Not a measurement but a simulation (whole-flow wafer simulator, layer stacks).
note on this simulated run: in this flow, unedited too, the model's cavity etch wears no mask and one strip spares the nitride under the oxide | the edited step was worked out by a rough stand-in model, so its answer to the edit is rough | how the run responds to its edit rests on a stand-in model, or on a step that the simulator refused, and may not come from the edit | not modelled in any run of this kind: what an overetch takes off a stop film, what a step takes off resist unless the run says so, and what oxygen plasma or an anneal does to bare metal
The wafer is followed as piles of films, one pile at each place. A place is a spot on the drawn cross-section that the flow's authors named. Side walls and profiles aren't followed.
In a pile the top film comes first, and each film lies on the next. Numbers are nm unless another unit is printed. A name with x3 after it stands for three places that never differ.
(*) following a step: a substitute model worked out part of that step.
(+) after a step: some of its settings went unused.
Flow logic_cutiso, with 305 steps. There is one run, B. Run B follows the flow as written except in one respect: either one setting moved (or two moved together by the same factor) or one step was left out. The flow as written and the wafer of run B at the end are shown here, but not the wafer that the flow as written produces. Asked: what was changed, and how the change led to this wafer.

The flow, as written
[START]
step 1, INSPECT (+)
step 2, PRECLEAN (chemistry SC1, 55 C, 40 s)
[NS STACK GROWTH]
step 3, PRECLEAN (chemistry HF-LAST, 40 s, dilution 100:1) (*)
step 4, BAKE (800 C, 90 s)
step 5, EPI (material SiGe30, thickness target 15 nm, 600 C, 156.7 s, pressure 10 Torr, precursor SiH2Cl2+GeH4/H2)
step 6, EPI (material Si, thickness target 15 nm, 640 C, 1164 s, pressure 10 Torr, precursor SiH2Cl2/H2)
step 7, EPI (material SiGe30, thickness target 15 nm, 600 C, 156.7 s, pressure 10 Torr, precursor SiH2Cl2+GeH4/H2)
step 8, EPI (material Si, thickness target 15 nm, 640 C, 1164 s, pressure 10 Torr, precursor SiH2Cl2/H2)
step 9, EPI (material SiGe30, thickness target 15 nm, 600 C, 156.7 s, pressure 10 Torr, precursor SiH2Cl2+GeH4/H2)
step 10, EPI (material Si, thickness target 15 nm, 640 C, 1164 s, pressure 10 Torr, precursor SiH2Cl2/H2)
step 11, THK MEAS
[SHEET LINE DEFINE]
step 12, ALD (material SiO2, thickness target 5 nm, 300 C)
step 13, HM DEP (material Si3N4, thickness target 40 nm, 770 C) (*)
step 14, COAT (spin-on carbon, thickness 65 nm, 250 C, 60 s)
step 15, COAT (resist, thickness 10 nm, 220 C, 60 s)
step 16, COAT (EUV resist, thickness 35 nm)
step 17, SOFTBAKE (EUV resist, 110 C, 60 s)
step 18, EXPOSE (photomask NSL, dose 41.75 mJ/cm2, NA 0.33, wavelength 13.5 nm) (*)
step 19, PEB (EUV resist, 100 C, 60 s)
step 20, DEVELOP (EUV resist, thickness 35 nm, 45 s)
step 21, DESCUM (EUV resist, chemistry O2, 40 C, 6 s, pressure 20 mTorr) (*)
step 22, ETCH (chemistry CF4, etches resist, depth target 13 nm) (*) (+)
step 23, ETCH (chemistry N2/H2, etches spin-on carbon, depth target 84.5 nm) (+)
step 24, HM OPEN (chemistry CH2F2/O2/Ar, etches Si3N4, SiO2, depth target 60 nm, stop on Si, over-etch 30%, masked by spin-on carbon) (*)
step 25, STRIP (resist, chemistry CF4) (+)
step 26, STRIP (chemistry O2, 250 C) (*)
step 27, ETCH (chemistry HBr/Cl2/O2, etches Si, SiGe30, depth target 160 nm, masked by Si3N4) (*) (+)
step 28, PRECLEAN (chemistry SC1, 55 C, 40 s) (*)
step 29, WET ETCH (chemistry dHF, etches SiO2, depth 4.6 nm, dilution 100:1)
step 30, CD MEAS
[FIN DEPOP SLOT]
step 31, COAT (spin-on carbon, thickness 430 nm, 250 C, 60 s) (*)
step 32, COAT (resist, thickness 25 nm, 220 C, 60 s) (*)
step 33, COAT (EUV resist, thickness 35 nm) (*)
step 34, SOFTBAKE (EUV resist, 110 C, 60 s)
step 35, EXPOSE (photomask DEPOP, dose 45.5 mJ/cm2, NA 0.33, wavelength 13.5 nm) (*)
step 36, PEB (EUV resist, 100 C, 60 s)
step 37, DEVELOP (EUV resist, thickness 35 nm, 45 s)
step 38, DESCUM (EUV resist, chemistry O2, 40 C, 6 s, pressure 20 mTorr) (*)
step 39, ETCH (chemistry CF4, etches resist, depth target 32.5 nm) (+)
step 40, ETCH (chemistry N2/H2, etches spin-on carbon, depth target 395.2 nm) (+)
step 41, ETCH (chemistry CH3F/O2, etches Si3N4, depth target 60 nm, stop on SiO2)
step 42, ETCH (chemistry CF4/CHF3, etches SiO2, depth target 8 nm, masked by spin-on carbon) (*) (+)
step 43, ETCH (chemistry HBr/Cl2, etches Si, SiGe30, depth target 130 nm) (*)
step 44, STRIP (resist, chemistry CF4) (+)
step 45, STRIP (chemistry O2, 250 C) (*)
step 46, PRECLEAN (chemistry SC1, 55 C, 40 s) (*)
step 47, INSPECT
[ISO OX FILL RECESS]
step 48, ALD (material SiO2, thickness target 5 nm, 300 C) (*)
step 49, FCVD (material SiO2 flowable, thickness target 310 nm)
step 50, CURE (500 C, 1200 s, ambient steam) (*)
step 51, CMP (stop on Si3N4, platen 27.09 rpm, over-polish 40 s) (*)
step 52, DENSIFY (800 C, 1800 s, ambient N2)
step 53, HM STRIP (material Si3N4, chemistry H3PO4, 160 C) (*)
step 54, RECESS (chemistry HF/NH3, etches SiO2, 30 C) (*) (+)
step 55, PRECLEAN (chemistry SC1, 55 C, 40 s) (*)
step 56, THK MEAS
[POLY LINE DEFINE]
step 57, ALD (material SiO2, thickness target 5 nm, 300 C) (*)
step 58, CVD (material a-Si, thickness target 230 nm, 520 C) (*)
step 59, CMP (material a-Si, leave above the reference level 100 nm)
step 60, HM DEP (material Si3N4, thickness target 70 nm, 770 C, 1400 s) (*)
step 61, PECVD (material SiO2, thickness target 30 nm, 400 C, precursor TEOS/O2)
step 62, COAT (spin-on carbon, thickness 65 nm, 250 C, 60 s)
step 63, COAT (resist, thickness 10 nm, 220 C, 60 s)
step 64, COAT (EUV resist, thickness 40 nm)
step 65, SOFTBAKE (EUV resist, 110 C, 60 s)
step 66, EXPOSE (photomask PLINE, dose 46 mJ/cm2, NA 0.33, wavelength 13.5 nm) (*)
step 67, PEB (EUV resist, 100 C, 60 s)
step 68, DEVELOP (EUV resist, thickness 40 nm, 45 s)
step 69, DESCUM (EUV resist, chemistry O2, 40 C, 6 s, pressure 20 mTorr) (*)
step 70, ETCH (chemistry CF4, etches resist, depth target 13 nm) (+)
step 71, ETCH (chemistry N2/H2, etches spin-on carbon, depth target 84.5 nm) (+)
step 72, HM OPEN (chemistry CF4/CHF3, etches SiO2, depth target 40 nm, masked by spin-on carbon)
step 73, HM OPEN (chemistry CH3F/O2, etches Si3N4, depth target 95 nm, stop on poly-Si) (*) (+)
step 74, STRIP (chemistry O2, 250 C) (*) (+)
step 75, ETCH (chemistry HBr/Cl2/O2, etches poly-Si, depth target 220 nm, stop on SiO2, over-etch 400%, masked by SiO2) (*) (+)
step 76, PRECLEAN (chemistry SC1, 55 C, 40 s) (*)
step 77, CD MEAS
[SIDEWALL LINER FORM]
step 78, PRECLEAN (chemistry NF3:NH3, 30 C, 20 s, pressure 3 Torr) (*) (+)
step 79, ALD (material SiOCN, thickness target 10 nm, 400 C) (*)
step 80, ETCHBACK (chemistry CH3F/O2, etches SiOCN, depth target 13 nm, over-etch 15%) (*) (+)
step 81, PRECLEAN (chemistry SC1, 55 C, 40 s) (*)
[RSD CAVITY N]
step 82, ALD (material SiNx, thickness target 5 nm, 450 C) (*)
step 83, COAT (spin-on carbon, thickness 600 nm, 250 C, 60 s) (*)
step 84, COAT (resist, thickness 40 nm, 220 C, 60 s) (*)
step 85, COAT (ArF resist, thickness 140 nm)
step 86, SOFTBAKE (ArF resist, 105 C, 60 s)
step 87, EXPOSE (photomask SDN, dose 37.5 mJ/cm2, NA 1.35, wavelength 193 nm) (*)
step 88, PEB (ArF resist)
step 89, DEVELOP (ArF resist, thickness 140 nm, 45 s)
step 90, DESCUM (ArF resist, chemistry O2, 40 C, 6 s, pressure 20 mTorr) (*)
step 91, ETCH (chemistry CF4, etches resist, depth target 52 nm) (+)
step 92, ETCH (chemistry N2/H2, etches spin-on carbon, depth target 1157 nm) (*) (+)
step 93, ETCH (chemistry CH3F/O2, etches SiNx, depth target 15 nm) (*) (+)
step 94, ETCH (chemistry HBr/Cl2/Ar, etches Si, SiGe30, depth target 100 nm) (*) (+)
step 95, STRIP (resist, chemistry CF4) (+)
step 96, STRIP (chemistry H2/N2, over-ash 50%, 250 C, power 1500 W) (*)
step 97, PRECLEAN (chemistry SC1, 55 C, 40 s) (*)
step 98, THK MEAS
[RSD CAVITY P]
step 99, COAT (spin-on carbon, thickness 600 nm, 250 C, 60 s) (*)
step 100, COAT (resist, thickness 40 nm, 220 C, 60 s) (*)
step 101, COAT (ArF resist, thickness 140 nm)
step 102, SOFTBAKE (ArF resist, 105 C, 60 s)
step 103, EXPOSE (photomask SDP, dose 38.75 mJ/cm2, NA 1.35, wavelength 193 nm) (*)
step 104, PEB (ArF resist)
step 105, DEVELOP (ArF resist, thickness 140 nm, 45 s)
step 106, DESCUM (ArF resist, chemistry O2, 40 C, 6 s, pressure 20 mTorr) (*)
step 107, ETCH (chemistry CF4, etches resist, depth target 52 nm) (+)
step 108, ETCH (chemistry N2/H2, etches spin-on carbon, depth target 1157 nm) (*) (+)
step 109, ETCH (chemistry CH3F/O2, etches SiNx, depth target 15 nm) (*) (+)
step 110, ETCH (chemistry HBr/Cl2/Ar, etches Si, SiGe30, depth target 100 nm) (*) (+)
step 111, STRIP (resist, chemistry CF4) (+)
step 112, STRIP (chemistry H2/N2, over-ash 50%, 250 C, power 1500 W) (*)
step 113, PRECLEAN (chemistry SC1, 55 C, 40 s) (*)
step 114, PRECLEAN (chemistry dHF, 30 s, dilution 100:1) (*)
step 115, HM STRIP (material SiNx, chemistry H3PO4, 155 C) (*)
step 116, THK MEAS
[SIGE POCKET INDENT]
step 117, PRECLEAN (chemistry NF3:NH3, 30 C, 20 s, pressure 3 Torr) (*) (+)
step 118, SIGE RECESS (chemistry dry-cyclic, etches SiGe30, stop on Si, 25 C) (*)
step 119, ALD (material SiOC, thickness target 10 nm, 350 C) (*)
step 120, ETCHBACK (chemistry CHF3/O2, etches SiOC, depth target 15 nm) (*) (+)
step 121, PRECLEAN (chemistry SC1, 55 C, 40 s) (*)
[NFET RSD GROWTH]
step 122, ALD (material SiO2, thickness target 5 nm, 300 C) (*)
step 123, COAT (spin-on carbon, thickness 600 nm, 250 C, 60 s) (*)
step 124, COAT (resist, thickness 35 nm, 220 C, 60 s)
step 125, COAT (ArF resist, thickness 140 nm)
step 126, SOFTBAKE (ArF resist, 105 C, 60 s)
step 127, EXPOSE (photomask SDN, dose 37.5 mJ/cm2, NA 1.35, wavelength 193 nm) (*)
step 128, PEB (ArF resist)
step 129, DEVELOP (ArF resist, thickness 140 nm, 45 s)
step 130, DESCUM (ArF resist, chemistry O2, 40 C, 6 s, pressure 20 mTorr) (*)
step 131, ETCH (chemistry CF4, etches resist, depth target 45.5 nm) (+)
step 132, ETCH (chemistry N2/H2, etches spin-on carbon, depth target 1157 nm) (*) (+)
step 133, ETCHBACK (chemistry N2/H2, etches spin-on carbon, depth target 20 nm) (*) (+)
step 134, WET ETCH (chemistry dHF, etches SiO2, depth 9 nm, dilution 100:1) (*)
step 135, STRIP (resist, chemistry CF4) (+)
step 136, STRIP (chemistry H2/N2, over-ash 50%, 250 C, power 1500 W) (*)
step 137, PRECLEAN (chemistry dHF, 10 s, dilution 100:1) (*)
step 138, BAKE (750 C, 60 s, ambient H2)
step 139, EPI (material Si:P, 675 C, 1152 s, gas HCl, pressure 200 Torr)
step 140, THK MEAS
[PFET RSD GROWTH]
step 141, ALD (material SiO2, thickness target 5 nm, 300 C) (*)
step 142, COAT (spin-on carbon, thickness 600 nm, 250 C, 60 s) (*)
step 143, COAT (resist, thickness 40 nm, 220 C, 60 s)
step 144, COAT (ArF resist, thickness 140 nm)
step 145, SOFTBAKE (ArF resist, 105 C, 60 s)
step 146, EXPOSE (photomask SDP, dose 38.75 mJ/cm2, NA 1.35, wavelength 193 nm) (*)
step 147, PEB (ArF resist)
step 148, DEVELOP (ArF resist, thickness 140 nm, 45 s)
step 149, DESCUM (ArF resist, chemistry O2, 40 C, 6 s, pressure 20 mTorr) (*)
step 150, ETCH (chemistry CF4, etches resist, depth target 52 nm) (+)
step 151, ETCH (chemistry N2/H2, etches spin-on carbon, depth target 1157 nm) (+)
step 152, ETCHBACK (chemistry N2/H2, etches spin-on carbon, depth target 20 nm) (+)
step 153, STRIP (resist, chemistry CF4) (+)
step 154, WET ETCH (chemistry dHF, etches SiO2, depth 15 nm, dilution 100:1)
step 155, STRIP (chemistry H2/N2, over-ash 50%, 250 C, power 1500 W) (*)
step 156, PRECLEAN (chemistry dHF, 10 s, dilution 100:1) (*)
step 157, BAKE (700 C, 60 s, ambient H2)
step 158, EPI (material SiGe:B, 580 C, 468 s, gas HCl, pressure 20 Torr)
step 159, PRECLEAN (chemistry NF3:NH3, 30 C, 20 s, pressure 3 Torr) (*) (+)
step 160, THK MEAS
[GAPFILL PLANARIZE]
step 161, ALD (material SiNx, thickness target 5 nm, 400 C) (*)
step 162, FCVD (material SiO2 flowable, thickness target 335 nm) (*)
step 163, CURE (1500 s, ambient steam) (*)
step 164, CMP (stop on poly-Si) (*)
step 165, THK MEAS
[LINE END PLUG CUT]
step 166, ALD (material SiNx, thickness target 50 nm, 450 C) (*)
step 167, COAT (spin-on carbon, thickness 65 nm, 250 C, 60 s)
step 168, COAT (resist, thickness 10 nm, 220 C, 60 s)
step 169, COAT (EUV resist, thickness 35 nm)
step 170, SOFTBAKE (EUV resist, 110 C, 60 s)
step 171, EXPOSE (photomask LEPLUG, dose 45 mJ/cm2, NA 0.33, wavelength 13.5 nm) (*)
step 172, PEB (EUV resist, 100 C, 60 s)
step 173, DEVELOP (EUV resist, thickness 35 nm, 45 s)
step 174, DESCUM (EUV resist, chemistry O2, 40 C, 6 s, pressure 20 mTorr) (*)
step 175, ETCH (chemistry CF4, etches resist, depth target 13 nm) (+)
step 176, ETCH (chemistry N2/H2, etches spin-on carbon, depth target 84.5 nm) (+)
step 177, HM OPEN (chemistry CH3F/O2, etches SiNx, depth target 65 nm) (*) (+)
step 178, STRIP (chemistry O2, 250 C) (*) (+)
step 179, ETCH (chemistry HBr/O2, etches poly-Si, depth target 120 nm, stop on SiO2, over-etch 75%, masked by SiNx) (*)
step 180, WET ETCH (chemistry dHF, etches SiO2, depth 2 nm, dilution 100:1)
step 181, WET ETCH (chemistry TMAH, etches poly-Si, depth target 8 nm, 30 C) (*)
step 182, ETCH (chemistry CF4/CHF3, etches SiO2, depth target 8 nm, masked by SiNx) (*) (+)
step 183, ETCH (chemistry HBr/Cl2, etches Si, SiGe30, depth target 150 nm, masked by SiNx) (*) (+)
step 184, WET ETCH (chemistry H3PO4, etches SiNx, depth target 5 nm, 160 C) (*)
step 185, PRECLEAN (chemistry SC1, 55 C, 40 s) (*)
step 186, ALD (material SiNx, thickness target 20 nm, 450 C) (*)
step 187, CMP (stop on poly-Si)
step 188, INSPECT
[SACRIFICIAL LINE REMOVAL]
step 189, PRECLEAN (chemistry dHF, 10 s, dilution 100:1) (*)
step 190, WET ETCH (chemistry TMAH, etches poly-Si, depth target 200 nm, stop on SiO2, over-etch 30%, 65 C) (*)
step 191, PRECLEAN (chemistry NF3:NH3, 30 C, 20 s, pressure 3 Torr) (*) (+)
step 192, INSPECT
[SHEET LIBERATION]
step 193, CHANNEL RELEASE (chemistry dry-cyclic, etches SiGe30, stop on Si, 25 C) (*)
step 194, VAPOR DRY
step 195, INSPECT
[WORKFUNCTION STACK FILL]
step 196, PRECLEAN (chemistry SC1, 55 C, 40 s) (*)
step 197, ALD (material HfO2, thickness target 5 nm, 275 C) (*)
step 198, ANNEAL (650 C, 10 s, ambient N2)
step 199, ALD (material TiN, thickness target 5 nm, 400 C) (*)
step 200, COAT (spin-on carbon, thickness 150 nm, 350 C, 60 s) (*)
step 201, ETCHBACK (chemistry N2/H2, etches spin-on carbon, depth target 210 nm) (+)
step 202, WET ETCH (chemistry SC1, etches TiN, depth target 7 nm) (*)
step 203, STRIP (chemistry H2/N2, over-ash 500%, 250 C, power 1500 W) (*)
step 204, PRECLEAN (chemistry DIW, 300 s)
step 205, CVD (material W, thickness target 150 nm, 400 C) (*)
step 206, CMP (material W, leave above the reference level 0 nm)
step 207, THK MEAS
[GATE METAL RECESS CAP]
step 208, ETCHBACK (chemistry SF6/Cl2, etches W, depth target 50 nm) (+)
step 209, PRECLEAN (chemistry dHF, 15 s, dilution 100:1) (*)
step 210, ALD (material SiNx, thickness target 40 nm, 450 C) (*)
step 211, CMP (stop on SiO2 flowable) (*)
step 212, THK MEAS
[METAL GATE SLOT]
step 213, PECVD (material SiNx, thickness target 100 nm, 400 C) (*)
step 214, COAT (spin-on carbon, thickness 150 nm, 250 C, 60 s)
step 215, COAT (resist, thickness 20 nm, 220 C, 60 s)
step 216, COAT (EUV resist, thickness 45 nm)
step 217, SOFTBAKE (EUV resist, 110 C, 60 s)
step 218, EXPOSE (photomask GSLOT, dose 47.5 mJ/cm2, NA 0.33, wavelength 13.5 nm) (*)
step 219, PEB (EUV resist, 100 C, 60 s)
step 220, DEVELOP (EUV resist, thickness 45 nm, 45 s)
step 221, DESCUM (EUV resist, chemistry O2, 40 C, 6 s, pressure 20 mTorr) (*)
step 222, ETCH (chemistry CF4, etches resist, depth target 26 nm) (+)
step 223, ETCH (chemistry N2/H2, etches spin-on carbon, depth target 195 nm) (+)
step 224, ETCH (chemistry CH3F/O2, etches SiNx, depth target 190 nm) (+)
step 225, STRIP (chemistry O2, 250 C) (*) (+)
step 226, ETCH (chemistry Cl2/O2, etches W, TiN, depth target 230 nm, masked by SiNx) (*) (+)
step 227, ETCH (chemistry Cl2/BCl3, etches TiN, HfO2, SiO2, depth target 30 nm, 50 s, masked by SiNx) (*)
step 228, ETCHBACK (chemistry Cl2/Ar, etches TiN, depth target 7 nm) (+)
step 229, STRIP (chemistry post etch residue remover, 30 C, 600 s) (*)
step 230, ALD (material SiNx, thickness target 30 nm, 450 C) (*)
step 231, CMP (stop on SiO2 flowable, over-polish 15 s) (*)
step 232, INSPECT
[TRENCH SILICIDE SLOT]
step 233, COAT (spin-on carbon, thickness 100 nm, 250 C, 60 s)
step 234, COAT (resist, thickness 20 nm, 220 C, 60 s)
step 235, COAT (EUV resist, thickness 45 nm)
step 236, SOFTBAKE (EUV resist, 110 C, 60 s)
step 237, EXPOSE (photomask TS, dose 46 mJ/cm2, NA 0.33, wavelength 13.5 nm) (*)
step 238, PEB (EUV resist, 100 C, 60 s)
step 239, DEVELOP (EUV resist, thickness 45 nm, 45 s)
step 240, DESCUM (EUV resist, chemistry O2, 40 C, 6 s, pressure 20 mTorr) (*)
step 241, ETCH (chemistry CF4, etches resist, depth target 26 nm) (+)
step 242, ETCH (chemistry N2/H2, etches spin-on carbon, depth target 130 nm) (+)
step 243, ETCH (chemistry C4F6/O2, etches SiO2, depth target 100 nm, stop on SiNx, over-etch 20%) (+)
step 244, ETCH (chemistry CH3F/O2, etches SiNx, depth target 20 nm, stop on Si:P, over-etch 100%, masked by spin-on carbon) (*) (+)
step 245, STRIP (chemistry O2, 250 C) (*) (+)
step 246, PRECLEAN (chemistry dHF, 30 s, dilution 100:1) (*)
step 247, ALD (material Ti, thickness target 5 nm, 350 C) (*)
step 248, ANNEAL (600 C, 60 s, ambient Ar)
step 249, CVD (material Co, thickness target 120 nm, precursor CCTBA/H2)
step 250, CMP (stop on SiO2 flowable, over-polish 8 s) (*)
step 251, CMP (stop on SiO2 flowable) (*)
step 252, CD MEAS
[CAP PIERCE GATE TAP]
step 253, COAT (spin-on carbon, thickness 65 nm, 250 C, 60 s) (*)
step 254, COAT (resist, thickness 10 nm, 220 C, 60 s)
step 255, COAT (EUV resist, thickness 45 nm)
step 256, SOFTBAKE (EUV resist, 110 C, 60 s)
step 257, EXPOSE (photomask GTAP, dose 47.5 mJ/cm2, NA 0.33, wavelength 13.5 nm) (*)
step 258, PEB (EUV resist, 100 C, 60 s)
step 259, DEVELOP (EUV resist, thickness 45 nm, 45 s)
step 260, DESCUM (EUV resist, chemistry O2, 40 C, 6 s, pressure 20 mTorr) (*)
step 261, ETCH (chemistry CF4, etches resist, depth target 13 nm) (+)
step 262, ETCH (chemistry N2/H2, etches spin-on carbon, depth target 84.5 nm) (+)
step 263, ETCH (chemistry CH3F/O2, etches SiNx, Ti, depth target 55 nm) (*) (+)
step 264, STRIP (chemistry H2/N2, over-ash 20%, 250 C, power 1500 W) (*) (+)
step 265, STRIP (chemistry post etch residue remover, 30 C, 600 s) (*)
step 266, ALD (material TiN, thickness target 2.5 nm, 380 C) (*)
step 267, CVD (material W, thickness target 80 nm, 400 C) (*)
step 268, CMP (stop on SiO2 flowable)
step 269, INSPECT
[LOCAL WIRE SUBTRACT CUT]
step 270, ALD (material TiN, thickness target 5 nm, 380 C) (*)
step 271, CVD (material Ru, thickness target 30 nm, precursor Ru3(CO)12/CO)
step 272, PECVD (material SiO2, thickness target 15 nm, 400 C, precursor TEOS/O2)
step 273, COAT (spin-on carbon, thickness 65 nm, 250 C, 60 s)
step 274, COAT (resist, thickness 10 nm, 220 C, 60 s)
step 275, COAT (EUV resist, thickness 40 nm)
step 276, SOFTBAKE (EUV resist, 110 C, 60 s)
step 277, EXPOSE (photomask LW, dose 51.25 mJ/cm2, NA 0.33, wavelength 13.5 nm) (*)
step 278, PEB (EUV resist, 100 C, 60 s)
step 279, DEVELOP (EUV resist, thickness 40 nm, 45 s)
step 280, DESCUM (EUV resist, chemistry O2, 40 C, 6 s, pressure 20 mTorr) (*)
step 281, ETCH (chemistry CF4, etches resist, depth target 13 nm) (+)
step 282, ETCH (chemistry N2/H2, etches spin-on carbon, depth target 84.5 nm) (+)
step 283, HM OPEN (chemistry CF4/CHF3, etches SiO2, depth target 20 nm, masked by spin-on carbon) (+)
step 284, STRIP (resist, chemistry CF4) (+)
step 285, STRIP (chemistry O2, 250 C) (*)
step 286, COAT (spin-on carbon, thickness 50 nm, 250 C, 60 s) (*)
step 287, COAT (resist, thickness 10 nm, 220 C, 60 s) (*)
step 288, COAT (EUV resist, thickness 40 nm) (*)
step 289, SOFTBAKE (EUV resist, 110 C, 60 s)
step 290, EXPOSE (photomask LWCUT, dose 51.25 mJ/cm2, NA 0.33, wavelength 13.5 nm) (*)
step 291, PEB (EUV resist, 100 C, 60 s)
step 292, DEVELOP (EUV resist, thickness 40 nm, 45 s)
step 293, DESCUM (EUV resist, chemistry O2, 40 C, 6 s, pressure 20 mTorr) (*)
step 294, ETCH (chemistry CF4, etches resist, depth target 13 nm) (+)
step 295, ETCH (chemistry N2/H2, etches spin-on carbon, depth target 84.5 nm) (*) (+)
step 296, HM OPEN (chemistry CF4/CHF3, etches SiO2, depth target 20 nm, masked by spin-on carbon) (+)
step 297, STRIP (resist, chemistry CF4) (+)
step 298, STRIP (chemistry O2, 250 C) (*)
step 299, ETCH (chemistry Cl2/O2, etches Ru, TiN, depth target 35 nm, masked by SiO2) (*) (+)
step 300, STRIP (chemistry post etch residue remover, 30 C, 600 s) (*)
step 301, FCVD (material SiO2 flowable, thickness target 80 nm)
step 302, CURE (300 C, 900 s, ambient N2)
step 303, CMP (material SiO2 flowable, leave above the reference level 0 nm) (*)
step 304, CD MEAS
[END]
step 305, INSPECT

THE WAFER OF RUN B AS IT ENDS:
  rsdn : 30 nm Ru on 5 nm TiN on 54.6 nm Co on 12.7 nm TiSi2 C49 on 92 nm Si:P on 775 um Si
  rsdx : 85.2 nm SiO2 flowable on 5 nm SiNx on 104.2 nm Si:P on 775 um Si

What caused this: step 94, ETCH: depth target 85 nm was run, though the flow has depth target 100 nm.

The path from the change to this, step by step:
  step 94, ETCH (chemistry HBr/Cl2/Ar, etches Si, SiGe30, depth target 100 nm) (*) (+)
      rsdn, rsdx: chemical SiO2 loses 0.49 (all of it), Si loses 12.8 (all of it), SiGe30 loses 15 (all of it), Si loses 15 (all of it), SiGe30 loses 15 (all of it), Si loses 15 (all of it), SiGe30 loses 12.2 (it would be, as written: chemical SiO2 loses 0.49 (all of it), Si loses 12.8 (all of it), SiGe30 loses 15 (all of it), Si loses 15 (all of it), SiGe30 loses 15 (all of it), Si loses 15 (all of it), SiGe30 loses 15 (all of it), Si loses 12.2)
  step 115, HM STRIP (material SiNx, chemistry H3PO4, 155 C) (*)
      rsdn, rsdx: chemical SiO2 gains 0.5 (new film), SiGe30 loses 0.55 (it would be, as written: chemical SiO2 gains 0.5 (new film), Si loses 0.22)
  step 118, SIGE RECESS (chemistry dry-cyclic, etches SiGe30, stop on Si, 25 C) (*)
      rsdn, rsdx: SiGe30 loses 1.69 (all of it) (it would be, as written: nothing)
  step 135, STRIP (resist, chemistry CF4) (+)
      gl: Si3N4 loses 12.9 (it would be, as written: Si3N4 loses 12.3)
      tap: Si3N4 loses 12.9 (it would be, as written: Si3N4 loses 12.2)
  step 139, EPI (material Si:P, 675 C, 1152 s, gas HCl, pressure 200 Torr)
      rsdn, rsdx: Si:P gains 104.2 (new film) (it would be, as written: Si:P gains 116.9 (new film))
